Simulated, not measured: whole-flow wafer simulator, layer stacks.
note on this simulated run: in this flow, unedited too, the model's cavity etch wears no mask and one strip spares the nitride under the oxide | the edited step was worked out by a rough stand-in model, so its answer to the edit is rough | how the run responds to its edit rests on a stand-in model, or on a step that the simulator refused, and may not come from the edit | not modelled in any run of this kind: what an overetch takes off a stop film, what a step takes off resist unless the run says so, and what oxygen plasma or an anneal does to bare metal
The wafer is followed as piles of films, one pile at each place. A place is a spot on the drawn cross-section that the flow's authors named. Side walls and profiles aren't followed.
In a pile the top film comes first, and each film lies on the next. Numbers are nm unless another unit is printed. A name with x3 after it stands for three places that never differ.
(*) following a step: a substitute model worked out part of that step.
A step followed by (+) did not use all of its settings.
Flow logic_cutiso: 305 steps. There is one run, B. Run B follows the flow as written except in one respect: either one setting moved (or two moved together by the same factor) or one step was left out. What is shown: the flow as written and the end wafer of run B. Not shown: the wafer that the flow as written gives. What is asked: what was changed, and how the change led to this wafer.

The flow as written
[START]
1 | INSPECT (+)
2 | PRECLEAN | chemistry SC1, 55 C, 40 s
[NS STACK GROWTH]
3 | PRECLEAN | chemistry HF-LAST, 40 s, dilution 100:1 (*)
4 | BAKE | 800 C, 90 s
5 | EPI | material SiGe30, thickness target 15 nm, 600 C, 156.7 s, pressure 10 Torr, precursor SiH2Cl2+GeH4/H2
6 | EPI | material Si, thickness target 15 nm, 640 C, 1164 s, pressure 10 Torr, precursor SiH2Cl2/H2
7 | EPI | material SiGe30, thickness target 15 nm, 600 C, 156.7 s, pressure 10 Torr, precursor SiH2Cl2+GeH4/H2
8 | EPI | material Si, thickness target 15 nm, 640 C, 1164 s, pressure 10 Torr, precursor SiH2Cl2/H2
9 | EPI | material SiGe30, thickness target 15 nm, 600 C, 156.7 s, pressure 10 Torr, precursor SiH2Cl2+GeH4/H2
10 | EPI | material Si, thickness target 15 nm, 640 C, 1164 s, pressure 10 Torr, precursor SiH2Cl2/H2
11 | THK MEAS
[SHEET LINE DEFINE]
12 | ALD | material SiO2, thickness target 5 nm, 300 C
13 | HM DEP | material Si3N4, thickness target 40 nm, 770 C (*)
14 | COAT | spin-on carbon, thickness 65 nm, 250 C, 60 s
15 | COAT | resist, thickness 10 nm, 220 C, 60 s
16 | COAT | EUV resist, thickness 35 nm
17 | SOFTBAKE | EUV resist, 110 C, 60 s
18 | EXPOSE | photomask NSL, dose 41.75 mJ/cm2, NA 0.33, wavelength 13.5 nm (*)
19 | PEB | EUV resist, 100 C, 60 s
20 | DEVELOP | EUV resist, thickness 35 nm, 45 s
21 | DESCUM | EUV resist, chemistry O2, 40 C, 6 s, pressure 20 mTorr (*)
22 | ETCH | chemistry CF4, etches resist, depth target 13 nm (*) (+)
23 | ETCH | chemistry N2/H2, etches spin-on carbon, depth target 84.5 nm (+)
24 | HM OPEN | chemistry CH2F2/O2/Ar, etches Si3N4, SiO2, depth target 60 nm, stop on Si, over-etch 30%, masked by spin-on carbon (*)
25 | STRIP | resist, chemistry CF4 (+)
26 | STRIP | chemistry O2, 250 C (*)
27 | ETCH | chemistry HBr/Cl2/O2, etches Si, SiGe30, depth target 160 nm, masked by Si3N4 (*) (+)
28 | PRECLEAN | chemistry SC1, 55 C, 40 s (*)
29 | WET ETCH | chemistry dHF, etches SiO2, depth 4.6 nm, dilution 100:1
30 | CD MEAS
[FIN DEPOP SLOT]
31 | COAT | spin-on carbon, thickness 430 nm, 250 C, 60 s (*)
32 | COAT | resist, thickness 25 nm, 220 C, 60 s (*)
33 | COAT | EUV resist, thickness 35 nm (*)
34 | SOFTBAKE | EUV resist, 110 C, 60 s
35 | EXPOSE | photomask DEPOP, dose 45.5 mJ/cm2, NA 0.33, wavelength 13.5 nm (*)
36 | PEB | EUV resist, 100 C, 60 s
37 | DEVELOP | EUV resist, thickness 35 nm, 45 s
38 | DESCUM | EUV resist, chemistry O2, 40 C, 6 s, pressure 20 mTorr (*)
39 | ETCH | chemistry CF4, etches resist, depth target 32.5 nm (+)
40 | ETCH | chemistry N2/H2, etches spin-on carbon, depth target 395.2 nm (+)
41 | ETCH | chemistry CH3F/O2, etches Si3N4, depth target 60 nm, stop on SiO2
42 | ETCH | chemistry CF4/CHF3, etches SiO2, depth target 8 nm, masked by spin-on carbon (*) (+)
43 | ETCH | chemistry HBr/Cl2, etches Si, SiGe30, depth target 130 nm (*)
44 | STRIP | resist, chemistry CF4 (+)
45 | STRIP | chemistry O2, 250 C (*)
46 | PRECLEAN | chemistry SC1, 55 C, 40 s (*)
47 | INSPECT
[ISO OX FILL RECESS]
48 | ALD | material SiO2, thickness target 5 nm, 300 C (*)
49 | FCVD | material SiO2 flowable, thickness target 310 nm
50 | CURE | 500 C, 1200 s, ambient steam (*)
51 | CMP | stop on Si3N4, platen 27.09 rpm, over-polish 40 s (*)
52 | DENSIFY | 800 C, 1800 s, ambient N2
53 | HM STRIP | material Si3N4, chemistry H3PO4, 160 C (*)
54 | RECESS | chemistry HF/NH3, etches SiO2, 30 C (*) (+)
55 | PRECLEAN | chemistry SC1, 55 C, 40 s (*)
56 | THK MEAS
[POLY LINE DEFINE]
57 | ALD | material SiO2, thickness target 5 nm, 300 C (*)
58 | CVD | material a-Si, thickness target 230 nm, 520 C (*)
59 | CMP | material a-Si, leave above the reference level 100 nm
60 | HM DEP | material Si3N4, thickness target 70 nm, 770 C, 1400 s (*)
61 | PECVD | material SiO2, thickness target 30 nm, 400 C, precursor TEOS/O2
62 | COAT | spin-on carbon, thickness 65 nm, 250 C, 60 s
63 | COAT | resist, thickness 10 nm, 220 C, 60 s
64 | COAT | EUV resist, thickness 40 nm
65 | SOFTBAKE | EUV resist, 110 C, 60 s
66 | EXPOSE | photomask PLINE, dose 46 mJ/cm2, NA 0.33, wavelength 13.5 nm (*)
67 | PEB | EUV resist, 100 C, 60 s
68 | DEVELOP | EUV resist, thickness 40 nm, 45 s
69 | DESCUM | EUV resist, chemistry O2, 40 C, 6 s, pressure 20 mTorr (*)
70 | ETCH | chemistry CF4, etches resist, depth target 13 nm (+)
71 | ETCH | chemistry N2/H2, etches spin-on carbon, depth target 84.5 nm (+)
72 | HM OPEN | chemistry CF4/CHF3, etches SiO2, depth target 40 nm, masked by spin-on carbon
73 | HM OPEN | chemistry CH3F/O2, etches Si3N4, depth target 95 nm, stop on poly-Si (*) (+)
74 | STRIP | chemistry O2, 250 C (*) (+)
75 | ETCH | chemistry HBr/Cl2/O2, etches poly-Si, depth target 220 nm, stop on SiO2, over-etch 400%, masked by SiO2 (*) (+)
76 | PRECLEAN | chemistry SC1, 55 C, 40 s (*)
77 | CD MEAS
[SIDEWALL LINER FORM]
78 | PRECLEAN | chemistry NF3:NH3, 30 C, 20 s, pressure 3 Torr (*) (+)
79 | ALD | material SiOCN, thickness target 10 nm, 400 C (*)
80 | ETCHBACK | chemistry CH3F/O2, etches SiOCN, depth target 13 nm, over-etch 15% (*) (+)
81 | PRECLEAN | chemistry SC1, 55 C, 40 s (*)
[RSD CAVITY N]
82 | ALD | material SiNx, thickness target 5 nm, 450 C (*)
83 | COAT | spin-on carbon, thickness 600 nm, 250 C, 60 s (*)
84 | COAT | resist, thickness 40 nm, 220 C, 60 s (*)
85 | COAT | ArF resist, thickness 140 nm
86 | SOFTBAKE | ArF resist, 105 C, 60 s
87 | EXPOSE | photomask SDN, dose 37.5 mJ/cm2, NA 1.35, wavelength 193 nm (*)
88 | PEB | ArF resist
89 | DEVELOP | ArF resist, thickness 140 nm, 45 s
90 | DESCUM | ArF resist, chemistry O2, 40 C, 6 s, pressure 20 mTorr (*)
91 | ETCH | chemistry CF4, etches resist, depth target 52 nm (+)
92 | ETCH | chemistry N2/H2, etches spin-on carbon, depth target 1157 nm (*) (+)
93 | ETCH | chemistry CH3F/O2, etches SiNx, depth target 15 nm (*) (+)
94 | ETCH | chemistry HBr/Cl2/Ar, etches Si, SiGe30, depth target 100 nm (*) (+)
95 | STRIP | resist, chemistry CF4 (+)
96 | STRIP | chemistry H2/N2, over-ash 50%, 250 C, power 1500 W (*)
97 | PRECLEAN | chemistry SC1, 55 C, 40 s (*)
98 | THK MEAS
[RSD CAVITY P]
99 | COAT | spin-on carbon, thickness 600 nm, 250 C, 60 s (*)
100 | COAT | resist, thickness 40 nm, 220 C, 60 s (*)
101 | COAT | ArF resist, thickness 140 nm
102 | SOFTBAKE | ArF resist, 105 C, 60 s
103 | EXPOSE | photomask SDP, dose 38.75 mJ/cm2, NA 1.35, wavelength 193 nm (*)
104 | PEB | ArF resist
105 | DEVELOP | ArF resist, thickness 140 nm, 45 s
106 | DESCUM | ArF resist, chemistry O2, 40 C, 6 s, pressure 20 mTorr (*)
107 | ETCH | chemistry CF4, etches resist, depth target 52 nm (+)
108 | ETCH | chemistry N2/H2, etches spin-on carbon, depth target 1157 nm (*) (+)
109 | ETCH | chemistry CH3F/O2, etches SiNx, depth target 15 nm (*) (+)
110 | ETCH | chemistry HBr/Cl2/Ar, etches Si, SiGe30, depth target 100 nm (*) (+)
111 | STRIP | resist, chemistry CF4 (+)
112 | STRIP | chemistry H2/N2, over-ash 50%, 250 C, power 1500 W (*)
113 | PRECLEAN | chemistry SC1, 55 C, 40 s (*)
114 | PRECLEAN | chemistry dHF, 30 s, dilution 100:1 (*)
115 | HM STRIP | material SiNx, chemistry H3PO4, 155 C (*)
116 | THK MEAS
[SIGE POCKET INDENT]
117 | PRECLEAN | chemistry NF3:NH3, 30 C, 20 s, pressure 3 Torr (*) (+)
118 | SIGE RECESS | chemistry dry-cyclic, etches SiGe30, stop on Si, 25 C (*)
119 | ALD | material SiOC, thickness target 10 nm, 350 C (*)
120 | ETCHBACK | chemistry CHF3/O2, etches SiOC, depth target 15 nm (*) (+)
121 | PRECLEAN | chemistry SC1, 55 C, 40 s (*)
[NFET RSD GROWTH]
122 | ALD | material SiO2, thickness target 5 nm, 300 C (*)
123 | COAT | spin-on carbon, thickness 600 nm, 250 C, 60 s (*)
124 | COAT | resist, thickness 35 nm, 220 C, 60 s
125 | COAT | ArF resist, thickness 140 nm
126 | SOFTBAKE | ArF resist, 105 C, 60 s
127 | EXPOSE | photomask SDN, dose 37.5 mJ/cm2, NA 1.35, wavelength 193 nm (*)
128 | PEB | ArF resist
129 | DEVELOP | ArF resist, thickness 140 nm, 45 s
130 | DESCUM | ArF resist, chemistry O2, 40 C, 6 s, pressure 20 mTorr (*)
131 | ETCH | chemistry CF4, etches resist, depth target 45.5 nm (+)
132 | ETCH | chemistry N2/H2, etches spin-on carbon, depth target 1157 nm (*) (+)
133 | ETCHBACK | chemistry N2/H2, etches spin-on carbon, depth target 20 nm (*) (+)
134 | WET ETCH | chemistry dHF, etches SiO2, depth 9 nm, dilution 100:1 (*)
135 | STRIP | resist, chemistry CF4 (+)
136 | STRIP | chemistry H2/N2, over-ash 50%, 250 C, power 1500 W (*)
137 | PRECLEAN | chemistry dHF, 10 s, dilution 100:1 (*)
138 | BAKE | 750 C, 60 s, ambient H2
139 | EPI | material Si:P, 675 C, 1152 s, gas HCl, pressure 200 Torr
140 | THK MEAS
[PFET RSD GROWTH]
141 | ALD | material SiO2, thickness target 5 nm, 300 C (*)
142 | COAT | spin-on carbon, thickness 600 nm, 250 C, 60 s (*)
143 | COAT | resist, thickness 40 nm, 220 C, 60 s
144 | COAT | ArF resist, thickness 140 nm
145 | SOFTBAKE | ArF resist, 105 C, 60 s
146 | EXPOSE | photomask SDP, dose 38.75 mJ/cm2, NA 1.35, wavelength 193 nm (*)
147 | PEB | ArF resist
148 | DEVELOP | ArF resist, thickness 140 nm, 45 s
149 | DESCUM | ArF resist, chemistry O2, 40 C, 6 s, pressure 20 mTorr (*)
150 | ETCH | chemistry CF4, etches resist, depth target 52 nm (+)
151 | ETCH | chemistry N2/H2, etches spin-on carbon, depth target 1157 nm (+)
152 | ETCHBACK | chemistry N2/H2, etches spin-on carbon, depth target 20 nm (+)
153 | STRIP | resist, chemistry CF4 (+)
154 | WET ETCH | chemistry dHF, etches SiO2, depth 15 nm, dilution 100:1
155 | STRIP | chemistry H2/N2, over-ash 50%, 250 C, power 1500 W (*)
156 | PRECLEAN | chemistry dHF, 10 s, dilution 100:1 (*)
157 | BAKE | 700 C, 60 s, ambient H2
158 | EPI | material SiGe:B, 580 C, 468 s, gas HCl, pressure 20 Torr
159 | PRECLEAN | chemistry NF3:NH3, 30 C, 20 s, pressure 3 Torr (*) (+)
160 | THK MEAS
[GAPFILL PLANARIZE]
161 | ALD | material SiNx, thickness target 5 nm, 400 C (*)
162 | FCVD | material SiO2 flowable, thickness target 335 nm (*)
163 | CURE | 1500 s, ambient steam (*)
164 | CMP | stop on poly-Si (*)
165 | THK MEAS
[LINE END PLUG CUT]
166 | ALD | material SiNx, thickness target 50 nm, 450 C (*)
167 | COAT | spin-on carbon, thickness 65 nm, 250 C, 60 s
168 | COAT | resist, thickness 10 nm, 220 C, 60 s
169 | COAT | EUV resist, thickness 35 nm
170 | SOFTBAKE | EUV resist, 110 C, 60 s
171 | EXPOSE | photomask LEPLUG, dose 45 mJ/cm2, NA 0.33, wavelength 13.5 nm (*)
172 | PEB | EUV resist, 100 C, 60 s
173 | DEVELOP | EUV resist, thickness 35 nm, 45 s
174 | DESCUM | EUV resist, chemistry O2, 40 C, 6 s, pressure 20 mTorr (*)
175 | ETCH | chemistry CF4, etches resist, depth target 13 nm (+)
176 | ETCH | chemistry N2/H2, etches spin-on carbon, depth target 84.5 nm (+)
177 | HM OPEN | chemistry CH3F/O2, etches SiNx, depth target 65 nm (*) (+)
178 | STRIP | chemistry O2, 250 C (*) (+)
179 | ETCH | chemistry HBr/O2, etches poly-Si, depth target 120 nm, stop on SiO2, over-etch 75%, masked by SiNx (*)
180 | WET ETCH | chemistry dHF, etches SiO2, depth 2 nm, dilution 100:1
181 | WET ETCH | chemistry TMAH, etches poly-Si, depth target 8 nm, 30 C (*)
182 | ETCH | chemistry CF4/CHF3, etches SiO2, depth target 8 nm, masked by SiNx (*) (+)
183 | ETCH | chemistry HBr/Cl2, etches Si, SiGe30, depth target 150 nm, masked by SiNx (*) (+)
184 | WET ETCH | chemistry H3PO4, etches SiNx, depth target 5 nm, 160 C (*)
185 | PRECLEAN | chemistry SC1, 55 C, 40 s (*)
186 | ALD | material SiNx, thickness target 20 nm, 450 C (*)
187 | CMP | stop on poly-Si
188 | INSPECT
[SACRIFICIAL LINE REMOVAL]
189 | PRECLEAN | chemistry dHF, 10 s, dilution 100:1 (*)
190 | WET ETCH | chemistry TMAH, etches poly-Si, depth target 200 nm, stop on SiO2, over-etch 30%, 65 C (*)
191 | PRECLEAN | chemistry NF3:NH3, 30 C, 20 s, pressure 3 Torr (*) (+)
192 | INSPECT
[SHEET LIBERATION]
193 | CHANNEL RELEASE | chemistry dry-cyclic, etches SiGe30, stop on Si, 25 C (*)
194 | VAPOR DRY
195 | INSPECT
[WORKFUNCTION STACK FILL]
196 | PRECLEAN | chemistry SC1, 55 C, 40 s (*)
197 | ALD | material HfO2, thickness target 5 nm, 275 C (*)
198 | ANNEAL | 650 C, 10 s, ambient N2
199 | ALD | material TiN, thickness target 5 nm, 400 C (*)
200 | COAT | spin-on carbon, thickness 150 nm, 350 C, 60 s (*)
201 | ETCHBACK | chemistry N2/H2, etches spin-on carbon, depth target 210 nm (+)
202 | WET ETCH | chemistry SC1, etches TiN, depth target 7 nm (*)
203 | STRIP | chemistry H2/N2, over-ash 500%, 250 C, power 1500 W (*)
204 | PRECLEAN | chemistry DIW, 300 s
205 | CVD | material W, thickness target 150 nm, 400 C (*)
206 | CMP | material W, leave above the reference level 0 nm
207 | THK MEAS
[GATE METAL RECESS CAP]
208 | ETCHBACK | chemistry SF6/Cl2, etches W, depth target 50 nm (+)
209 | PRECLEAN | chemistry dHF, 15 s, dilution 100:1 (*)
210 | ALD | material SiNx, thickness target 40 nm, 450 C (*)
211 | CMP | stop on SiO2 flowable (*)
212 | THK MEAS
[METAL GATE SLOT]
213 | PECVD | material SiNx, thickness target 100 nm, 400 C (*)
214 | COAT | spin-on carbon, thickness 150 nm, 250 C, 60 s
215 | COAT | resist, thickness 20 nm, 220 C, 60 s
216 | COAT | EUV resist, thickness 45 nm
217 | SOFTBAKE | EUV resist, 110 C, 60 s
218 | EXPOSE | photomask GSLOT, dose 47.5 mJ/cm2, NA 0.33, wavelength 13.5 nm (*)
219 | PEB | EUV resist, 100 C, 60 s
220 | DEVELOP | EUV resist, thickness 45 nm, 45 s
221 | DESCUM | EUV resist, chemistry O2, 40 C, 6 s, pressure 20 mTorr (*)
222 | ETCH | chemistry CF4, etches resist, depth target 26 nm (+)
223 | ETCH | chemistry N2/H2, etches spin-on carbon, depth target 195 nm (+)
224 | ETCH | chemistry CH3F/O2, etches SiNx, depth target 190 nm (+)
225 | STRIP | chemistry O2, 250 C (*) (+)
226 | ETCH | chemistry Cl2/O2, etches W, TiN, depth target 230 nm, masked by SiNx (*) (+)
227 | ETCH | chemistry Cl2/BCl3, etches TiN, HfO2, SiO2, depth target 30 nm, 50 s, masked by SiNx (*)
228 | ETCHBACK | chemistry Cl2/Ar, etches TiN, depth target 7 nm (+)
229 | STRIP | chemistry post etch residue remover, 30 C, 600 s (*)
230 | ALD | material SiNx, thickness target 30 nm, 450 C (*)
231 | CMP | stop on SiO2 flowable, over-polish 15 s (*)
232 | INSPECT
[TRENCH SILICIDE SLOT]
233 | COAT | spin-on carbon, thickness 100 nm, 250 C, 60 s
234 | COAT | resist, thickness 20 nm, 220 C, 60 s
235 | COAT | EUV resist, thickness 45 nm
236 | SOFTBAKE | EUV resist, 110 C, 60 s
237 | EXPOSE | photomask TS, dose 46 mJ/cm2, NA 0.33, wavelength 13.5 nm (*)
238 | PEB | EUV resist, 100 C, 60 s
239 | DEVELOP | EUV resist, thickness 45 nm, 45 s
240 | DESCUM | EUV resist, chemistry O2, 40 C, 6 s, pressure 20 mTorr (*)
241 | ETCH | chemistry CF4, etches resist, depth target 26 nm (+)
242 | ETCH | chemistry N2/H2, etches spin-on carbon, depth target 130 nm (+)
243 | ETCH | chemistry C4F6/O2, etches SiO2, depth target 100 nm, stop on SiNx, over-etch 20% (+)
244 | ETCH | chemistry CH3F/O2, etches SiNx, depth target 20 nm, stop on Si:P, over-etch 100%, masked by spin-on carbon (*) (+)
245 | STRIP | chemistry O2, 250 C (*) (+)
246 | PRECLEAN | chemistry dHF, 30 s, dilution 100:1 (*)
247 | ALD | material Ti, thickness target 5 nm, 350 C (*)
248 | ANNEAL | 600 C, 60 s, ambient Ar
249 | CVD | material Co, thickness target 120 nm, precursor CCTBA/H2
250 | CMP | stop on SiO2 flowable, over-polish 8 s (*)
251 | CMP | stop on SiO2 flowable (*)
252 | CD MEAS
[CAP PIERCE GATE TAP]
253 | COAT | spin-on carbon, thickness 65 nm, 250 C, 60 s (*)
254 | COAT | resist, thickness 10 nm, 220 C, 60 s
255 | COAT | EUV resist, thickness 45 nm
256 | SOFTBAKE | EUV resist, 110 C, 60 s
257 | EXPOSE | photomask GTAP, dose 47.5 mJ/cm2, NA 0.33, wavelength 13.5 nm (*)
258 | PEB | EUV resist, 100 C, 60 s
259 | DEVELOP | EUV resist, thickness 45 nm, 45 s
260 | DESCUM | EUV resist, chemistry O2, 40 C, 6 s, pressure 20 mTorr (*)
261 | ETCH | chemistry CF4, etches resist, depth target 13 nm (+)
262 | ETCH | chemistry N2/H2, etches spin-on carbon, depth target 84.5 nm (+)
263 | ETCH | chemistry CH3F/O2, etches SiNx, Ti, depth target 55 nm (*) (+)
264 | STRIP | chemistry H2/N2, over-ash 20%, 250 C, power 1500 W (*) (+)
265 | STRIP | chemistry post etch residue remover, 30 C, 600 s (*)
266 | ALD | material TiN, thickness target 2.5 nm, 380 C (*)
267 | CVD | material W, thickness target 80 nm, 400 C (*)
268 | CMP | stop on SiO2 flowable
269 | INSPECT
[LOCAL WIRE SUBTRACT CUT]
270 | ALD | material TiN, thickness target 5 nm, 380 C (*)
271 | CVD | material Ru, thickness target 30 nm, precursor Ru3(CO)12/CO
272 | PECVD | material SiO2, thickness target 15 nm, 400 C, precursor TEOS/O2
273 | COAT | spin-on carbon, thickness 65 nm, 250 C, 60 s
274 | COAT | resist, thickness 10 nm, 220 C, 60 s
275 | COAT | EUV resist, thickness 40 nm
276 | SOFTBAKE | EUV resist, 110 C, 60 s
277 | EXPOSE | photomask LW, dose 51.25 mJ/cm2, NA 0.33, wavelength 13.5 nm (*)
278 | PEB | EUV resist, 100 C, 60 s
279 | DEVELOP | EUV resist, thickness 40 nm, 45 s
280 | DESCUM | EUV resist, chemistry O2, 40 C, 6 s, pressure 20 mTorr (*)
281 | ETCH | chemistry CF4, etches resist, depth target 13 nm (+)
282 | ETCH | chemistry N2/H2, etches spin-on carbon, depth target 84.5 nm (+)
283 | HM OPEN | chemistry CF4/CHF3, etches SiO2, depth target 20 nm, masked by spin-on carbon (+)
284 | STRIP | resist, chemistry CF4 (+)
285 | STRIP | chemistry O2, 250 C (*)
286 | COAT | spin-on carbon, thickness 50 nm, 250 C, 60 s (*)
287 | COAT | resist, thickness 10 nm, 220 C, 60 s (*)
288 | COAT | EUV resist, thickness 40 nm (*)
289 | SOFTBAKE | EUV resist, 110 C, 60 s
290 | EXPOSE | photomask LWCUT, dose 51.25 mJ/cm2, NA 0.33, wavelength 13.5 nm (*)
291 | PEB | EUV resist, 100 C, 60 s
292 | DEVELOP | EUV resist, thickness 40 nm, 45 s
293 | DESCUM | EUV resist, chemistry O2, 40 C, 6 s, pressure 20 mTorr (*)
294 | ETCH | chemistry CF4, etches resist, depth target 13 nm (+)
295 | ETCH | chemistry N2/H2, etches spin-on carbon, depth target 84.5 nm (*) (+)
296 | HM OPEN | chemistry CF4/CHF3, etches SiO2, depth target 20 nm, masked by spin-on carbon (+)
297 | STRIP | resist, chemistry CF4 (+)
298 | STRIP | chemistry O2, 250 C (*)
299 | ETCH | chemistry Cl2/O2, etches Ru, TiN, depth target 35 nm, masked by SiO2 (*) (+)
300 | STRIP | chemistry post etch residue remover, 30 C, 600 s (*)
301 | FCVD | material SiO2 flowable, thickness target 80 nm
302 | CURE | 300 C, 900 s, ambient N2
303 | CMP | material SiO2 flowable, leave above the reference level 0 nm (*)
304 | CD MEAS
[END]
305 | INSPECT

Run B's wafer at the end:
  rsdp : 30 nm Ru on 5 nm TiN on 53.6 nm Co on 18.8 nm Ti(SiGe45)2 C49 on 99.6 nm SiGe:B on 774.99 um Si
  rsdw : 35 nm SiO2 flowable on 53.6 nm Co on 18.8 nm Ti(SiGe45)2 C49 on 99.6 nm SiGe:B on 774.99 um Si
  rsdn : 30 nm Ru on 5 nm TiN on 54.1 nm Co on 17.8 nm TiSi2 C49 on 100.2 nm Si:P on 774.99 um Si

Cause: step 247, ALD: thickness target 7 nm was run, while the flow as written has thickness target 5 nm.

Step by step, how the change led to this:
  247 | ALD | material Ti, thickness target 5 nm, 350 C (*)
      depop, dpovl, gfld and 19 more: +7 Ti (new film) (as written it would have been: +5 Ti (new film))
  248 | ANNEAL | 600 C, 60 s, ambient Ar
      rsdp, rsdw: +18.8 Ti(SiGe45)2 C49 (new film), -7 Ti (all of it), -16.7 SiGe:B (as written it would have been: +8.95 Ti(SiGe45) first (new film), -5 Ti (all of it), -5.98 SiGe:B)
      rsdn: +17.8 TiSi2 C49 (new film), -7 Ti (all of it), -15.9 Si:P (as written it would have been: +12.7 TiSi2 C49 (new film), -5 Ti (all of it), -11.3 Si:P)
  250 | CMP | stop on SiO2 flowable, over-polish 8 s (*)
      iso: -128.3 Co (all of it), -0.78 Ti (as written it would have been: -127.1 Co)
      rsdx: -127.9 Co (all of it), -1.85 Ti (as written it would have been: -127.9 Co (all of it))
      (also at 17 further places)
  251 | CMP | stop on SiO2 flowable (*)
      iso: -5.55 Ti (as written it would have been: -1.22 Co (all of it), -4.34 Ti)
